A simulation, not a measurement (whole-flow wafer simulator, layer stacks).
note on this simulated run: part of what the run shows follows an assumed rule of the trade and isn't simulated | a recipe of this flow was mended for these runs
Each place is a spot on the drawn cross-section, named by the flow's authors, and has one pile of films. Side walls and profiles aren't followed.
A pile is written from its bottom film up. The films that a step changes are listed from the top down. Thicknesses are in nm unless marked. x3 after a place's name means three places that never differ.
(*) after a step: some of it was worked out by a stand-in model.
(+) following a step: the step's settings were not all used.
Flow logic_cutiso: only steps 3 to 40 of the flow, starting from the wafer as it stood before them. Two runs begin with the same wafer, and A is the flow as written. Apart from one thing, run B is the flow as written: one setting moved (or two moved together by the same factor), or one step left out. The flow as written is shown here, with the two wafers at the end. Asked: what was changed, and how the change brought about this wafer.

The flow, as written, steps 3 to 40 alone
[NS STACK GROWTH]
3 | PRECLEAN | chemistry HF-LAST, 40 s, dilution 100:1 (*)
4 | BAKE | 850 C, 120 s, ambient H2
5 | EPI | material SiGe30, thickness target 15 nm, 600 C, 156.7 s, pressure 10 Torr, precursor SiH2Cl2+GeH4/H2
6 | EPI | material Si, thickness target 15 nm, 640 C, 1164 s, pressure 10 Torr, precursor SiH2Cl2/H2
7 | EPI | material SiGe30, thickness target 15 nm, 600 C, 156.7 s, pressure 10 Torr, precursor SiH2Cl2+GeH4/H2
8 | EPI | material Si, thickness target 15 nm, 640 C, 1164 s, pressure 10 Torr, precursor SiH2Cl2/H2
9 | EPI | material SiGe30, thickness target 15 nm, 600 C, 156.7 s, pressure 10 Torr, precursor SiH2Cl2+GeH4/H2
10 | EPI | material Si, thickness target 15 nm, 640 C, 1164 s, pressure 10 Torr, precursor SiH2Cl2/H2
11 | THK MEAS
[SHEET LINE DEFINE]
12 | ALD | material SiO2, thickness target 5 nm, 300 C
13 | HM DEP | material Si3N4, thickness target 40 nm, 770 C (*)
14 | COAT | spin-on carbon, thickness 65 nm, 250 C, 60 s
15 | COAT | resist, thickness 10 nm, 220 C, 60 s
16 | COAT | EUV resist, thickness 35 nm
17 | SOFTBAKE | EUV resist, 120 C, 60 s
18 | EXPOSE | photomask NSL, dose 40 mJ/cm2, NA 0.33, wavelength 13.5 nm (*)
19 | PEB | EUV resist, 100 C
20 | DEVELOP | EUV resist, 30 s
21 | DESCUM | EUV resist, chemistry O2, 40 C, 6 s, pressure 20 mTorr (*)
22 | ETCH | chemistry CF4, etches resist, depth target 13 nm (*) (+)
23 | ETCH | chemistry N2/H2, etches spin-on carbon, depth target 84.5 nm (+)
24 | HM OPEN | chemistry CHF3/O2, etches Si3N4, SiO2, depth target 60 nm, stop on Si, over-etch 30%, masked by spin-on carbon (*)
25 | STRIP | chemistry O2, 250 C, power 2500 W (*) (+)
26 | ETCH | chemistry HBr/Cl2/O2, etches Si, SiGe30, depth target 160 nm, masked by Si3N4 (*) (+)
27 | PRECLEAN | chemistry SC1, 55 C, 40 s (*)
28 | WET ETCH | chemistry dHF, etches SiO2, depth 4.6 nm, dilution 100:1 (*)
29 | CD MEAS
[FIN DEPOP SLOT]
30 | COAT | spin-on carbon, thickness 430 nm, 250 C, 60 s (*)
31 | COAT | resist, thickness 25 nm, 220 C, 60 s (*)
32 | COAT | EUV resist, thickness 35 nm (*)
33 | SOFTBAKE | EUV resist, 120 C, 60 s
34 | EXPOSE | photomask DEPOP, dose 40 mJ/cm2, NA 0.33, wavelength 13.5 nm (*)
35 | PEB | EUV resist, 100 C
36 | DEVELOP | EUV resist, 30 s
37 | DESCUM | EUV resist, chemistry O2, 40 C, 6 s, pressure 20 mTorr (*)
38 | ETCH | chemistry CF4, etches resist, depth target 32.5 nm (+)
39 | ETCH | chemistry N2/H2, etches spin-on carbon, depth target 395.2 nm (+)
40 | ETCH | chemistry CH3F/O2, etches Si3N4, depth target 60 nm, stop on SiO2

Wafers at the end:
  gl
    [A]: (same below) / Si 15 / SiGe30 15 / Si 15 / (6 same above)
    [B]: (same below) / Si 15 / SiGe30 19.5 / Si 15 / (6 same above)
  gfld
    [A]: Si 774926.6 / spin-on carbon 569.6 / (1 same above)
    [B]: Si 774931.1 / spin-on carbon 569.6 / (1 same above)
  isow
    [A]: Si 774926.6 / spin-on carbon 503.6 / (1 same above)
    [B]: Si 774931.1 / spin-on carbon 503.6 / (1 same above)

Cause: step 7, EPI: thickness target 19.5 nm was run, though the flow has thickness target 15 nm; step 7, EPI: 203.7 s was run, where the flow has 156.7 s.
One can read it off the wafer: gl has SiGe30 19.5, and step 7 as written asks for 15 nm.

Step by step, how the change led to this:
  7 | EPI | material SiGe30, thickness target 15 nm, 600 C, 156.7 s, pressure 10 Torr, precursor SiH2Cl2+GeH4/H2
      depop, dpovl, gfld and 19 more: A +15 SiGe30 (new film) | B +19.5 SiGe30 (new film)
  26 | ETCH | chemistry HBr/Cl2/O2, etches Si, SiGe30, depth target 160 nm, masked by Si3N4 (*) (+)
      dpovl, gfld, gxf, iso, isow, lnri, nsgap: A -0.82 chemical SiO2 (all of it), -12 Si (all of it), -15 SiGe30 (all of it), -15 Si (all of it), -15 SiGe30 (all of it), -15 Si (all of it), -15 SiGe30 (all of it), -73 Si | B -0.82 chemical SiO2 (all of it), -12 Si (all of it), -15 SiGe30 (all of it), -15 Si (all of it), -19.5 SiGe30 (all of it), -15 Si (all of it), -15 SiGe30 (all of it), -68.5 Si
